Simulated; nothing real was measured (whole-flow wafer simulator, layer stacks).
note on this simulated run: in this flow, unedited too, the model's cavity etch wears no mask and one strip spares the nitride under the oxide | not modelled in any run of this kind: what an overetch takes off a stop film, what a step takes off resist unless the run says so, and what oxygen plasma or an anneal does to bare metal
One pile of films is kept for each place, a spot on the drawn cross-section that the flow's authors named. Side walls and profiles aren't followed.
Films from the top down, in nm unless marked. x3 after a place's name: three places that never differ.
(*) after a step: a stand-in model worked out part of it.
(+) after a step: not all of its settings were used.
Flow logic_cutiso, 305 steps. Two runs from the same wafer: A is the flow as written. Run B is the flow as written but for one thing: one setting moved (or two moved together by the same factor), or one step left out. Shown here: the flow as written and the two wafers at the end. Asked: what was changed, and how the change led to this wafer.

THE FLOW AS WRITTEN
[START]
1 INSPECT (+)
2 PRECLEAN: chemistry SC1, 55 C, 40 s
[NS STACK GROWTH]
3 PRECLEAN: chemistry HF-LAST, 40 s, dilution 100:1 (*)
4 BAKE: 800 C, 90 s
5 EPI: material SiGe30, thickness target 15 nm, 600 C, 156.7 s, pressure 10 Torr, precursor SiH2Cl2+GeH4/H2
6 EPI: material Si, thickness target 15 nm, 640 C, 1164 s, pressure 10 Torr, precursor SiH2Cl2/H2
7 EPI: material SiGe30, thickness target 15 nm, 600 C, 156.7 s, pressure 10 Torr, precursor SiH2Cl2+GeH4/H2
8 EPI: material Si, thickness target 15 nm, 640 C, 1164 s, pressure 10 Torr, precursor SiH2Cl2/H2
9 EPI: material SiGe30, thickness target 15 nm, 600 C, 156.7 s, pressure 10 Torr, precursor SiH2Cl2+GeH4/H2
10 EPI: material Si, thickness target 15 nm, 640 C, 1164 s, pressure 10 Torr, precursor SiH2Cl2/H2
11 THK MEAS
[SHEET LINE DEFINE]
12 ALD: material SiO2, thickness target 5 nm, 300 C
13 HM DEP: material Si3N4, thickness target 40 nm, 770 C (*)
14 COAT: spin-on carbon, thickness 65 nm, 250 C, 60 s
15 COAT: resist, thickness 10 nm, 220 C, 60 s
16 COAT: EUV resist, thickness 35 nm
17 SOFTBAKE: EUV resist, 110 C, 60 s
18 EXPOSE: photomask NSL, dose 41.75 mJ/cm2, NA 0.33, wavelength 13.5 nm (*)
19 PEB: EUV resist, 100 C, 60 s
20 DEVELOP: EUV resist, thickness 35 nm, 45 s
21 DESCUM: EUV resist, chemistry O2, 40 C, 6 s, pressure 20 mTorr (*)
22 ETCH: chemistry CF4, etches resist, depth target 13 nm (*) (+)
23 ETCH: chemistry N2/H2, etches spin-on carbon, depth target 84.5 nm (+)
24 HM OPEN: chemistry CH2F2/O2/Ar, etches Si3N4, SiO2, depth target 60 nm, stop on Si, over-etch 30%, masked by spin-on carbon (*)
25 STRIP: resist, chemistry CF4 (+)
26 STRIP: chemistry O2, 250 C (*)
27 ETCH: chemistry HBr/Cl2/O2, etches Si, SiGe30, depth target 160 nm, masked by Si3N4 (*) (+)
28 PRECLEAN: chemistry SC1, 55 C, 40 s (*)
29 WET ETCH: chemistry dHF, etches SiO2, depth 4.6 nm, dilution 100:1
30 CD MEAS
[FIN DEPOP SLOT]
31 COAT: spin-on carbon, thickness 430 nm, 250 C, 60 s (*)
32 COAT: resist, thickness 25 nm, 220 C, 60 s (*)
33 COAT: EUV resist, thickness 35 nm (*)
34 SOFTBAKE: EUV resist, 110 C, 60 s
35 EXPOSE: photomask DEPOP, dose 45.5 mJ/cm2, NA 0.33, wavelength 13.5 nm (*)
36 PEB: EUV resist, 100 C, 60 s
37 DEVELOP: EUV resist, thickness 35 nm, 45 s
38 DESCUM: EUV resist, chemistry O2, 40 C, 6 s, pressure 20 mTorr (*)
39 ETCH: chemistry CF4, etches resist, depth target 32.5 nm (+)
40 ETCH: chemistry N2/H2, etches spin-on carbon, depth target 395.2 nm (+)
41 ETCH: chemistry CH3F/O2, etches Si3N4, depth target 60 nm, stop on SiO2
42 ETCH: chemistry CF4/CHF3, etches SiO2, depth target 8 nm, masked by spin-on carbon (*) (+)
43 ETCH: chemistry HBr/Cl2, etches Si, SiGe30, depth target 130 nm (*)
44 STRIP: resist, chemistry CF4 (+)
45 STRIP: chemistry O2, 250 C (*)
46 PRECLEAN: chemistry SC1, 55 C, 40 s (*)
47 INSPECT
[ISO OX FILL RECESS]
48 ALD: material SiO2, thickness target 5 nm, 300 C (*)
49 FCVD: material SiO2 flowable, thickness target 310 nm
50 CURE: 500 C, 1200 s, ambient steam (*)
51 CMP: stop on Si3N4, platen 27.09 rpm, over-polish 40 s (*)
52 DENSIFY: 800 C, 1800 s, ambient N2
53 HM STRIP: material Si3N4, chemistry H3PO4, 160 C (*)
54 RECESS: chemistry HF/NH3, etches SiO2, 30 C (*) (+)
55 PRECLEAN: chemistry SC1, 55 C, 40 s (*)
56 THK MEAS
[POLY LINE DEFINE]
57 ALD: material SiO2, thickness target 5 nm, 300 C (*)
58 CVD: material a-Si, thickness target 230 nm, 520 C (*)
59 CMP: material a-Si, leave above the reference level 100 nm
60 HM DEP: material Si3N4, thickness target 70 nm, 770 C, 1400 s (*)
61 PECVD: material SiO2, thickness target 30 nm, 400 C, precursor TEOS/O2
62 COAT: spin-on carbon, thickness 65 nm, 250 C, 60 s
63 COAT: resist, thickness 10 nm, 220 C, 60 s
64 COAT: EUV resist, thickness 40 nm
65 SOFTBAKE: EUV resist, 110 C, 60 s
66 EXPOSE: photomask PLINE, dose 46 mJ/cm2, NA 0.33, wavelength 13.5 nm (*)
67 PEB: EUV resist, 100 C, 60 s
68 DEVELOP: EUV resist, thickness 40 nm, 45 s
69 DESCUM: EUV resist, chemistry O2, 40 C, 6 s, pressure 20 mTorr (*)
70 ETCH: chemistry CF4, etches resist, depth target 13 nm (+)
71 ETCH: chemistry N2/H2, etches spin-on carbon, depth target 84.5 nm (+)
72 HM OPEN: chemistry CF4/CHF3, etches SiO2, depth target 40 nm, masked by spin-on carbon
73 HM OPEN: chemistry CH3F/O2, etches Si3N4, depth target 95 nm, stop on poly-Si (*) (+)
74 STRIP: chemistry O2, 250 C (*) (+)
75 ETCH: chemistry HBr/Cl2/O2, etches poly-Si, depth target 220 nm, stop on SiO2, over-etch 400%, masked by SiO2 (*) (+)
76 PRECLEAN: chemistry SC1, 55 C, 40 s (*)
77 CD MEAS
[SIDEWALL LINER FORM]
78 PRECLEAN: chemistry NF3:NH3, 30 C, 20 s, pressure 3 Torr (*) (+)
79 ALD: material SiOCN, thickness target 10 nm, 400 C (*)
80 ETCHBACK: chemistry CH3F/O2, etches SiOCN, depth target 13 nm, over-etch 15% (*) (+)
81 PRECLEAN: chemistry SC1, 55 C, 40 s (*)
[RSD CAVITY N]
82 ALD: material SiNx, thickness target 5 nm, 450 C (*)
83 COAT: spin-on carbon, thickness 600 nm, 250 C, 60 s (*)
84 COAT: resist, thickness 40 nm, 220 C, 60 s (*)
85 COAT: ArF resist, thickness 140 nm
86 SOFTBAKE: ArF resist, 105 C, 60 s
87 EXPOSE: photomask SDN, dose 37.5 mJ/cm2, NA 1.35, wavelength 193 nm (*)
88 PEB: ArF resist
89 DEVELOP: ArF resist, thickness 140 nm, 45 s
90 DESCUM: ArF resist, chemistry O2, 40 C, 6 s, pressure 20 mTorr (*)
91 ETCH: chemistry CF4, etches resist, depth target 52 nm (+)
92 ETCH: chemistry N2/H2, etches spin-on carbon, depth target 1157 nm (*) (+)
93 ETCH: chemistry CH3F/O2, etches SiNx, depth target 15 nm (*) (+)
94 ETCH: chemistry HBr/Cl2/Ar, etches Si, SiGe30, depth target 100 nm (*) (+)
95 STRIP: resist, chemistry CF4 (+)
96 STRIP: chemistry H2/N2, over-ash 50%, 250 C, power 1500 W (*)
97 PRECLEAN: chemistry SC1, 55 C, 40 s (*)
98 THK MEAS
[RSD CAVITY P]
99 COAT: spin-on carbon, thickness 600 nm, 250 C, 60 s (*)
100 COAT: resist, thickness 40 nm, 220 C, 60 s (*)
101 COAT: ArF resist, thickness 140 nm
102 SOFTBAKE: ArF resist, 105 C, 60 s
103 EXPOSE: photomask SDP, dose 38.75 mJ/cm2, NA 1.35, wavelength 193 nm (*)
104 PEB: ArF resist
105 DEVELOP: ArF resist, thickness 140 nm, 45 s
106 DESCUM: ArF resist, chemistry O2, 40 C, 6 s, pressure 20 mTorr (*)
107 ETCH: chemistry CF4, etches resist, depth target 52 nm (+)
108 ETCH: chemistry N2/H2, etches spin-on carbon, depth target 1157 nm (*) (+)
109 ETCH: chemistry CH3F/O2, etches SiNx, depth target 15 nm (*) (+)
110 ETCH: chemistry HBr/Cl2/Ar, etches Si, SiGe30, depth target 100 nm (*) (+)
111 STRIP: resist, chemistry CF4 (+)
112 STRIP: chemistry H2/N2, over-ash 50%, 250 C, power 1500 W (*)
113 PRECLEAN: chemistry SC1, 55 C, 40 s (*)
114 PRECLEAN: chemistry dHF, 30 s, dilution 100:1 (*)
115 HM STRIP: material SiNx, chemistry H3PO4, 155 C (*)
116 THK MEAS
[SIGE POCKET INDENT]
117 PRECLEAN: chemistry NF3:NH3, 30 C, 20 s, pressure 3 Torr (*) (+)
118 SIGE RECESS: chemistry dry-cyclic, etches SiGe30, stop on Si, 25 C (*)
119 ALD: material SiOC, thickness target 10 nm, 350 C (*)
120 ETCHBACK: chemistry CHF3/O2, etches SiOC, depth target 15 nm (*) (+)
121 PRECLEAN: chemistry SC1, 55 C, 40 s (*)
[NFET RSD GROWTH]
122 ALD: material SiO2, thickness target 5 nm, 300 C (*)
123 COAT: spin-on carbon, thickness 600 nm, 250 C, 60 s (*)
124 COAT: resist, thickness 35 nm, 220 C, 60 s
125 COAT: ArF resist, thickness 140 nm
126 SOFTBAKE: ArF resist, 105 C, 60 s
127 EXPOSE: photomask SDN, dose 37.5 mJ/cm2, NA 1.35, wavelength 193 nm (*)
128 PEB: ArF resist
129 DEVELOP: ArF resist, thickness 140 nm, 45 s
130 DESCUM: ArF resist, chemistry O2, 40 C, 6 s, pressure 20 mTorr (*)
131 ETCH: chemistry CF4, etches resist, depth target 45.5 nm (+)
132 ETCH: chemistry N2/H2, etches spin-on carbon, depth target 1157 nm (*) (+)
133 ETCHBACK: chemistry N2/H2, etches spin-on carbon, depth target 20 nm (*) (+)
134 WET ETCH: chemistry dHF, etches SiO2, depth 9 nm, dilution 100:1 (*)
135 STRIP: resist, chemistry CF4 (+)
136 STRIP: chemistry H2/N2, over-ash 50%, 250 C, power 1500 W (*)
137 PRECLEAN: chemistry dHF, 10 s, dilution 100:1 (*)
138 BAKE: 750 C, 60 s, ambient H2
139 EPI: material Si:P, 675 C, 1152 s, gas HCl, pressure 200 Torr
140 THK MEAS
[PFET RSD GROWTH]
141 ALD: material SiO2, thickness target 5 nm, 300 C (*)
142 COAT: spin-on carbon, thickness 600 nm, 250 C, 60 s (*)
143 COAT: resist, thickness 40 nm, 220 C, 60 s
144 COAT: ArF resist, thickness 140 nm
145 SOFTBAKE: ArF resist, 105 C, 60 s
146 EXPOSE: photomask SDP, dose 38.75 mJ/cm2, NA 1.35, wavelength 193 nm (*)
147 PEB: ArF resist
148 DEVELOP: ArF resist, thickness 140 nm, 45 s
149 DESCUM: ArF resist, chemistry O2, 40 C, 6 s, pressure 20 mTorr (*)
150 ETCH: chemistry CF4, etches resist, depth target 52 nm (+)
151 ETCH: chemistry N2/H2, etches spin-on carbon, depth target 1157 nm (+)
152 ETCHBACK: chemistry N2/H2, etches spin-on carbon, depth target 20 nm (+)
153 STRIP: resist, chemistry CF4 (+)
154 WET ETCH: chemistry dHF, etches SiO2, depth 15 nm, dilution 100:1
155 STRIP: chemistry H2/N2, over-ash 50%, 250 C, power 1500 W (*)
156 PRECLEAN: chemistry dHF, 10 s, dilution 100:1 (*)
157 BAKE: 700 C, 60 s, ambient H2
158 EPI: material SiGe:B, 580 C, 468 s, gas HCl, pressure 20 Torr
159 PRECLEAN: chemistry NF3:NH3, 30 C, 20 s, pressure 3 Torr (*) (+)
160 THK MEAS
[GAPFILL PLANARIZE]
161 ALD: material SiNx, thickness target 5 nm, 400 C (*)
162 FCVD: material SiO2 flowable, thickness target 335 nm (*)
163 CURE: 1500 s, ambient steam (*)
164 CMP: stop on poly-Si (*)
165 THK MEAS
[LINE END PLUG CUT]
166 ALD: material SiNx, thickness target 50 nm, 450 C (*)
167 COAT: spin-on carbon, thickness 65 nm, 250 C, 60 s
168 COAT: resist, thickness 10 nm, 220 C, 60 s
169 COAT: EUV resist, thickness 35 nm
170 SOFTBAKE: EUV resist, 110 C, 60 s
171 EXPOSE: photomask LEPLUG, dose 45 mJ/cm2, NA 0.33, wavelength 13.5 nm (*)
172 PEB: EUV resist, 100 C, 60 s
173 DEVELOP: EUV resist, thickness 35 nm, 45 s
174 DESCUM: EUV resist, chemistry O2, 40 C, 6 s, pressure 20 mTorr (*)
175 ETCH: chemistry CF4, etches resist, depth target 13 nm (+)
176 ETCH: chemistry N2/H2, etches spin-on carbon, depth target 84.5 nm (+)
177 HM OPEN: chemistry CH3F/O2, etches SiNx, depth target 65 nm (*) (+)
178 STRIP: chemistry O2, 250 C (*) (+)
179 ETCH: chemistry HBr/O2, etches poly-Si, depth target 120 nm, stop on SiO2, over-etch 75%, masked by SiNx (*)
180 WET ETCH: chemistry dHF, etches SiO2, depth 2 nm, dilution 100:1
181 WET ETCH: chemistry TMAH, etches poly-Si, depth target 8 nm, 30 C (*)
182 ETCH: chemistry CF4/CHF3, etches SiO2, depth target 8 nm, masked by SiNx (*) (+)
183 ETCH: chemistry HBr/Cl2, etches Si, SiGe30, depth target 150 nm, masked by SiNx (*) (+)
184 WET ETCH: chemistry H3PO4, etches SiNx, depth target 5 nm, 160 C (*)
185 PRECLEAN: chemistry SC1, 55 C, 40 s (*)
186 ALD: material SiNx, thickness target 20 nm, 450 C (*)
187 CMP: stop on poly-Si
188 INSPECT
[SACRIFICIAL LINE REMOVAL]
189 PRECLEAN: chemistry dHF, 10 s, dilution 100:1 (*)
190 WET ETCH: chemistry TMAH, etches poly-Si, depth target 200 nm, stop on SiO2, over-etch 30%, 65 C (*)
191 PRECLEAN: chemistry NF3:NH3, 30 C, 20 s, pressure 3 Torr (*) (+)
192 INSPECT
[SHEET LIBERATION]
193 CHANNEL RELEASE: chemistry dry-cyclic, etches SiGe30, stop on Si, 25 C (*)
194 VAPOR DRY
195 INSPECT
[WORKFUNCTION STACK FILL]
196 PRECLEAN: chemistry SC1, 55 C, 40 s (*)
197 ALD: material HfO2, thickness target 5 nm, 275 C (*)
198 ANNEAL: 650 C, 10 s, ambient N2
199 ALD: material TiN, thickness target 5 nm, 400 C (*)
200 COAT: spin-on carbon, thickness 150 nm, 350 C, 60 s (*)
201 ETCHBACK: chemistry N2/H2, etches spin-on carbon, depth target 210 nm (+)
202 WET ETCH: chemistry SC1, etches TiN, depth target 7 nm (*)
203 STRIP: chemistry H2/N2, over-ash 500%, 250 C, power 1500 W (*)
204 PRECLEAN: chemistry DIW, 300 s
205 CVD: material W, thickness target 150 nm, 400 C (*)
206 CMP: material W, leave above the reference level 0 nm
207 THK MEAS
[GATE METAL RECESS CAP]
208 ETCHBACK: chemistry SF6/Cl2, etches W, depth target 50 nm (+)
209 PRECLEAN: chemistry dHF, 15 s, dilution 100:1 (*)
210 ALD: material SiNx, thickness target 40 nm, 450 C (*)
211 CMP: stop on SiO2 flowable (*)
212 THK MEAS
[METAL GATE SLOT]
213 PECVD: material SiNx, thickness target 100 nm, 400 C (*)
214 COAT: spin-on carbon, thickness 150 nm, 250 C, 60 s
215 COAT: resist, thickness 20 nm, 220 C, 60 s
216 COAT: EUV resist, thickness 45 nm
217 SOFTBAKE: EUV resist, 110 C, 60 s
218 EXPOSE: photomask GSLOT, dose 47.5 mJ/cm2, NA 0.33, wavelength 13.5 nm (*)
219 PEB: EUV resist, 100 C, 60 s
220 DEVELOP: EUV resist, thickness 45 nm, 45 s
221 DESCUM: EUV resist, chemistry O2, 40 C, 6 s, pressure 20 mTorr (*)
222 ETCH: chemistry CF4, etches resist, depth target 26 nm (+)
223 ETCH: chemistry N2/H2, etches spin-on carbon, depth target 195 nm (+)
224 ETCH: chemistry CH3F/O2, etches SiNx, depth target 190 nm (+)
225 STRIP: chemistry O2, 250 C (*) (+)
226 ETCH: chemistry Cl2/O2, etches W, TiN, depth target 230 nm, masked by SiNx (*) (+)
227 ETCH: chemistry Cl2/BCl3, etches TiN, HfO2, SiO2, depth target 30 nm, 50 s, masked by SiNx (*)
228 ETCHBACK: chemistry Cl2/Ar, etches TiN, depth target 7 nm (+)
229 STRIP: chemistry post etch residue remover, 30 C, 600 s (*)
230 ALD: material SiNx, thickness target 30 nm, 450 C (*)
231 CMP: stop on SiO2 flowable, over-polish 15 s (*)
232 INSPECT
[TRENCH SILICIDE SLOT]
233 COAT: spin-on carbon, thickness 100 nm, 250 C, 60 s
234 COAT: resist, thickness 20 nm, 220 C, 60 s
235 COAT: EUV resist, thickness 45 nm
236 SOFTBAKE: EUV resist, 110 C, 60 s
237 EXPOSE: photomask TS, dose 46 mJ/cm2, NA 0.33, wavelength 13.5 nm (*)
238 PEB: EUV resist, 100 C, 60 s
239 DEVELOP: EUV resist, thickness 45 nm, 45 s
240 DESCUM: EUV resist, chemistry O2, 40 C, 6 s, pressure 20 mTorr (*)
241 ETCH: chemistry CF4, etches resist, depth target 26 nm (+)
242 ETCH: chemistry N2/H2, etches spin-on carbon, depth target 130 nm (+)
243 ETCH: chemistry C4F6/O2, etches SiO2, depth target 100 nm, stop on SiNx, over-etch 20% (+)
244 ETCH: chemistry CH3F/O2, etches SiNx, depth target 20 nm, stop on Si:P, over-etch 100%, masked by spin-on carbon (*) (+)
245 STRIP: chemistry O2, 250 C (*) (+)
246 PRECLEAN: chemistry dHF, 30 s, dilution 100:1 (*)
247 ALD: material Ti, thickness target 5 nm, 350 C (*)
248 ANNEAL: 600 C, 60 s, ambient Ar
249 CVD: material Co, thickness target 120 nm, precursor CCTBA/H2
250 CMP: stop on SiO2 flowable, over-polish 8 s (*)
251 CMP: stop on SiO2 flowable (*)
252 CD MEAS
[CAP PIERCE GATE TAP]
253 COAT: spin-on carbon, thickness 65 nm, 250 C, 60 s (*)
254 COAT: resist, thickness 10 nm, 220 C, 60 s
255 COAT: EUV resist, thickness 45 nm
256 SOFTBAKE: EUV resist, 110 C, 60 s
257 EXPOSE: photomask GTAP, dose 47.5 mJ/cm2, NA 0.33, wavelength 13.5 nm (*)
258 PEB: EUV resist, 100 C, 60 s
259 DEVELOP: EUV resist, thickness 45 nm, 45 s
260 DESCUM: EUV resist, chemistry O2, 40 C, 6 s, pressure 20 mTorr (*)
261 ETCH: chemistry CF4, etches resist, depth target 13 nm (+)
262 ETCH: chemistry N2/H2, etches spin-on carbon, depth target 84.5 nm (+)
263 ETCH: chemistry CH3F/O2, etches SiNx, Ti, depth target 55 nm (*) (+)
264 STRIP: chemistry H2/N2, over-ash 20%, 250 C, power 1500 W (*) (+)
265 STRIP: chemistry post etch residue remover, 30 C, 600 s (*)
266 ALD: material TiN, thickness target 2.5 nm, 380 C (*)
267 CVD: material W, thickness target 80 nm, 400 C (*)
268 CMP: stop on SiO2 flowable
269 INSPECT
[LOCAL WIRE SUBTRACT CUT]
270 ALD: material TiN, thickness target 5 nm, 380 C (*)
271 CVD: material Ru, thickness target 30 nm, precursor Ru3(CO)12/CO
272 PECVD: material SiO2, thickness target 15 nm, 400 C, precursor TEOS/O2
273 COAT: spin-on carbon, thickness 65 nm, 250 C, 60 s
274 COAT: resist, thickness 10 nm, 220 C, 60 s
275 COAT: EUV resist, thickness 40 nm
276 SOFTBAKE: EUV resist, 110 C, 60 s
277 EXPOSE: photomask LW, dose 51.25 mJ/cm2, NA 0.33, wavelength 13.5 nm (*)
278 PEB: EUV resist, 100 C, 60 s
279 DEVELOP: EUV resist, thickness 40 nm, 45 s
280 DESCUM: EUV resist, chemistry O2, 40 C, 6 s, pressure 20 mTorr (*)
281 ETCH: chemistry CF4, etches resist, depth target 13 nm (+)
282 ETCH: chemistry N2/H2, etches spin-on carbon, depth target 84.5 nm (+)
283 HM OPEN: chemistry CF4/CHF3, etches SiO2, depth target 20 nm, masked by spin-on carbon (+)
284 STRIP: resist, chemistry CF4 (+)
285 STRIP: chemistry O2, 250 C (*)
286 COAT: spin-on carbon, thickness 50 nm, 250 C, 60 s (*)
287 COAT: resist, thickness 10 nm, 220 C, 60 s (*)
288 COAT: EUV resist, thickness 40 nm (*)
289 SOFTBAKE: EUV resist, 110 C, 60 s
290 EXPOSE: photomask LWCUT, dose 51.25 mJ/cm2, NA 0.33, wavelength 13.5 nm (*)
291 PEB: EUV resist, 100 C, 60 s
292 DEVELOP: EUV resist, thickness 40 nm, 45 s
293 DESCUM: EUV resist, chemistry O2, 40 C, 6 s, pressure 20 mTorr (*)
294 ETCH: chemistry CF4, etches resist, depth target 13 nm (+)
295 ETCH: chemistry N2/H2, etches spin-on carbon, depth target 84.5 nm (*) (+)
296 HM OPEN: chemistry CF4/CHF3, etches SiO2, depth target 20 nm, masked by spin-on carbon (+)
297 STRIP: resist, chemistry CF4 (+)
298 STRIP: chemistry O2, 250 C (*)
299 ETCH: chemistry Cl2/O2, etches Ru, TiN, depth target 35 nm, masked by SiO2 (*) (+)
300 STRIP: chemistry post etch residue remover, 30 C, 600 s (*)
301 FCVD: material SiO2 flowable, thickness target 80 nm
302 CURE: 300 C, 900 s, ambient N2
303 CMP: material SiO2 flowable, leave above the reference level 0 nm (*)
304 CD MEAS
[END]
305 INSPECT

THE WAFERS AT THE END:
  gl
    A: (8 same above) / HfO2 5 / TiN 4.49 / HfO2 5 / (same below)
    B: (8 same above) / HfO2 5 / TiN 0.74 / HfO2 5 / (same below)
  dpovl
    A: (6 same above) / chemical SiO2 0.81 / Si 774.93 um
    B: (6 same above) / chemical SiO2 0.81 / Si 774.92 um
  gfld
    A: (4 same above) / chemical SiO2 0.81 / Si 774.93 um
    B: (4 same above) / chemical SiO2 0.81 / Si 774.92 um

The cause: step 9, EPI: thickness target 11.2 nm was run, where the flow has thickness target 15 nm; step 9, EPI: 117.5 s was run, where the flow has 156.7 s.

How the change led to this, step by step:
  9 EPI: material SiGe30, thickness target 15 nm, 600 C, 156.7 s, pressure 10 Torr, precursor SiH2Cl2+GeH4/H2
      depop, dpovl, gfld and 19 more: A SiGe30 +15 (new film) | B SiGe30 +11.3 (new film)
  27 ETCH: chemistry HBr/Cl2/O2, etches Si, SiGe30, depth target 160 nm, masked by Si3N4 (*) (+)
      gfld, gxf, iso, lnri: A chemical SiO2 -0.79 (all of it), Si -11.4 (all of it), SiGe30 -15 (all of it), Si -15 (all of it), SiGe30 -15 (all of it), Si -15 (all of it), SiGe30 -15 (all of it), Si -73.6 | B chemical SiO2 -0.79 (all of it), Si -11.4 (all of it), SiGe30 -11.3 (all of it), Si -15 (all of it), SiGe30 -15 (all of it), Si -15 (all of it), SiGe30 -15 (all of it), Si -77.4
      dpovl, nsgap: A chemical SiO2 -0.79 (all of it), Si -11.8 (all of it), SiGe30 -15 (all of it), Si -15 (all of it), SiGe30 -15 (all of it), Si -15 (all of it), SiGe30 -15 (all of it), Si -73.2 | B chemical SiO2 -0.79 (all of it), Si -11.8 (all of it), SiGe30 -11.3 (all of it), Si -15 (all of it), SiGe30 -15 (all of it), Si -15 (all of it), SiGe30 -15 (all of it), Si -77
      (and at 1 more place)
  43 ETCH: chemistry HBr/Cl2, etches Si, SiGe30, depth target 130 nm (*)
      depop: A Si -14 (all of it), SiGe30 -15 (all of it), Si -15 (all of it), SiGe30 -15 (all of it), Si -15 (all of it), SiGe30 -15 (all of it), Si -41 | B Si -14 (all of it), SiGe30 -11.3 (all of it), Si -15 (all of it), SiGe30 -15 (all of it), Si -15 (all of it), SiGe30 -15 (all of it), Si -44.7
  94 ETCH: chemistry HBr/Cl2/Ar, etches Si, SiGe30, depth target 100 nm (*) (+)
      rsdn, rsdx: A chemical SiO2 -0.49 (all of it), Si -12.8 (all of it), SiGe30 -15 (all of it), Si -15 (all of it), SiGe30 -15 (all of it), Si -15 (all of it), SiGe30 -15 (all of it), Si -12.2 | B chemical SiO2 -0.49 (all of it), Si -12.8 (all of it), SiGe30 -11.3 (all of it), Si -15 (all of it), SiGe30 -15 (all of it), Si -15 (all of it), SiGe30 -15 (all of it), Si -15.9
  110 ETCH: chemistry HBr/Cl2/Ar, etches Si, SiGe30, depth target 100 nm (*) (+)
      rsdp, rsdw: A chemical SiO2 -0.49 (all of it), Si -12.8 (all of it), SiGe30 -15 (all of it), Si -15 (all of it), SiGe30 -15 (all of it), Si -15 (all of it), SiGe30 -15 (all of it), Si -12.2 | B chemical SiO2 -0.49 (all of it), Si -12.8 (all of it), SiGe30 -11.3 (all of it), Si -15 (all of it), SiGe30 -15 (all of it), Si -15 (all of it), SiGe30 -15 (all of it), Si -15.9
  118 SIGE RECESS: chemistry dry-cyclic, etches SiGe30, stop on Si, 25 C (*)
      lnr, lnrp, lnrt: A SiOCN -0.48, Si -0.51, cavity +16 (new film), SiGe30 -15 (all of it), Si -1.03, cavity +16 (new film), SiGe30 -15 (all of it), Si -1.03, cavity +16 (new film), SiGe30 -15 (all of it), Si -0.51 | B SiOCN -0.48, Si -0.51, cavity +12.3 (new film), SiGe30 -11.3 (all of it), Si -1.03, cavity +16 (new film), SiGe30 -15 (all of it), Si -1.03, cavity +16 (new film), SiGe30 -15 (all of it), Si -0.51
  119 ALD: material SiOC, thickness target 10 nm, 350 C (*)
      lnr, lnrp, lnrt: A SiOC +10 (new film), SiOC +16 (new film), cavity -16 (all of it), SiOC +16 (new film), cavity -16 (all of it), SiOC +16 (new film), cavity -16 (all of it) | B SiOC +10 (new film), SiOC +12.3 (new film), cavity -12.3 (all of it), SiOC +16 (new film), cavity -16 (all of it), SiOC +16 (new film), cavity -16 (all of it)
  183 ETCH: chemistry HBr/Cl2, etches Si, SiGe30, depth target 150 nm, masked by SiNx (*) (+)
      plug: A Si -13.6 (all of it), SiGe30 -15 (all of it), Si -15 (all of it), SiGe30 -15 (all of it), Si -15 (all of it), SiGe30 -15 (all of it), Si -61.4 | B Si -13.6 (all of it), SiGe30 -11.3 (all of it), Si -15 (all of it), SiGe30 -15 (all of it), Si -15 (all of it), SiGe30 -15 (all of it), Si -65.2
  193 CHANNEL RELEASE: chemistry dry-cyclic, etches SiGe30, stop on Si, 25 C (*)
      gl, glp, gxn, gxp, ns, tap: A chemical SiO2 +0.8 (new film), Si -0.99, chemical SiO2 +0.8 (new film), cavity +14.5 (new film), chemical SiO2 +0.8 (new film), SiGe30 -15 (all of it), Si -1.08, chemical SiO2 +0.8 (new film), cavity +14.5 (new film), chemical SiO2 +0.8 (new film), SiGe30 -15 (all of it), Si -1.08, chemical SiO2 +0.8 (new film), cavity +14.5 (new film), chemical SiO2 +0.8 (new film), SiGe30 -15 (all of it), Si -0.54 | B chemical SiO2 +0.8 (new film), Si -0.99, chemical SiO2 +0.8 (new film), cavity +10.7 (new film), chemical SiO2 +0.8 (new film), SiGe30 -11.3 (all of it), Si -1.08, chemical SiO2 +0.8 (new film), cavity +14.5 (new film), chemical SiO2 +0.8 (new film), SiGe30 -15 (all of it), Si -1.08, chemical SiO2 +0.8 (new film), cavity +14.5 (new film), chemical SiO2 +0.8 (new film), SiGe30 -15 (all of it), Si -0.54
  199 ALD: material TiN, thickness target 5 nm, 400 C (*)
      gl, glp, tap: A TiN +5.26 (new film), TiN +4.49 (new film), cavity -4.49 (all of it), TiN +4.49 (new film), cavity -4.49 (all of it), TiN +4.49 (new film), cavity -4.49 (all of it) | B TiN +5.26 (new film), TiN +0.74 (new film), cavity -0.74 (all of it), TiN +4.49 (new film), cavity -4.49 (all of it), TiN +4.49 (new film), cavity -4.49 (all of it)
      gxn, gxp, ns: A TiN +5 (new film), TiN +4.49 (new film), cavity -4.49 (all of it), TiN +4.49 (new film), cavity -4.49 (all of it), TiN +4.49 (new film), cavity -4.49 (all of it) | B TiN +5 (new film), TiN +0.74 (new film), cavity -0.74 (all of it), TiN +4.49 (new film), cavity -4.49 (all of it), TiN +4.49 (new film), cavity -4.49 (all of it)
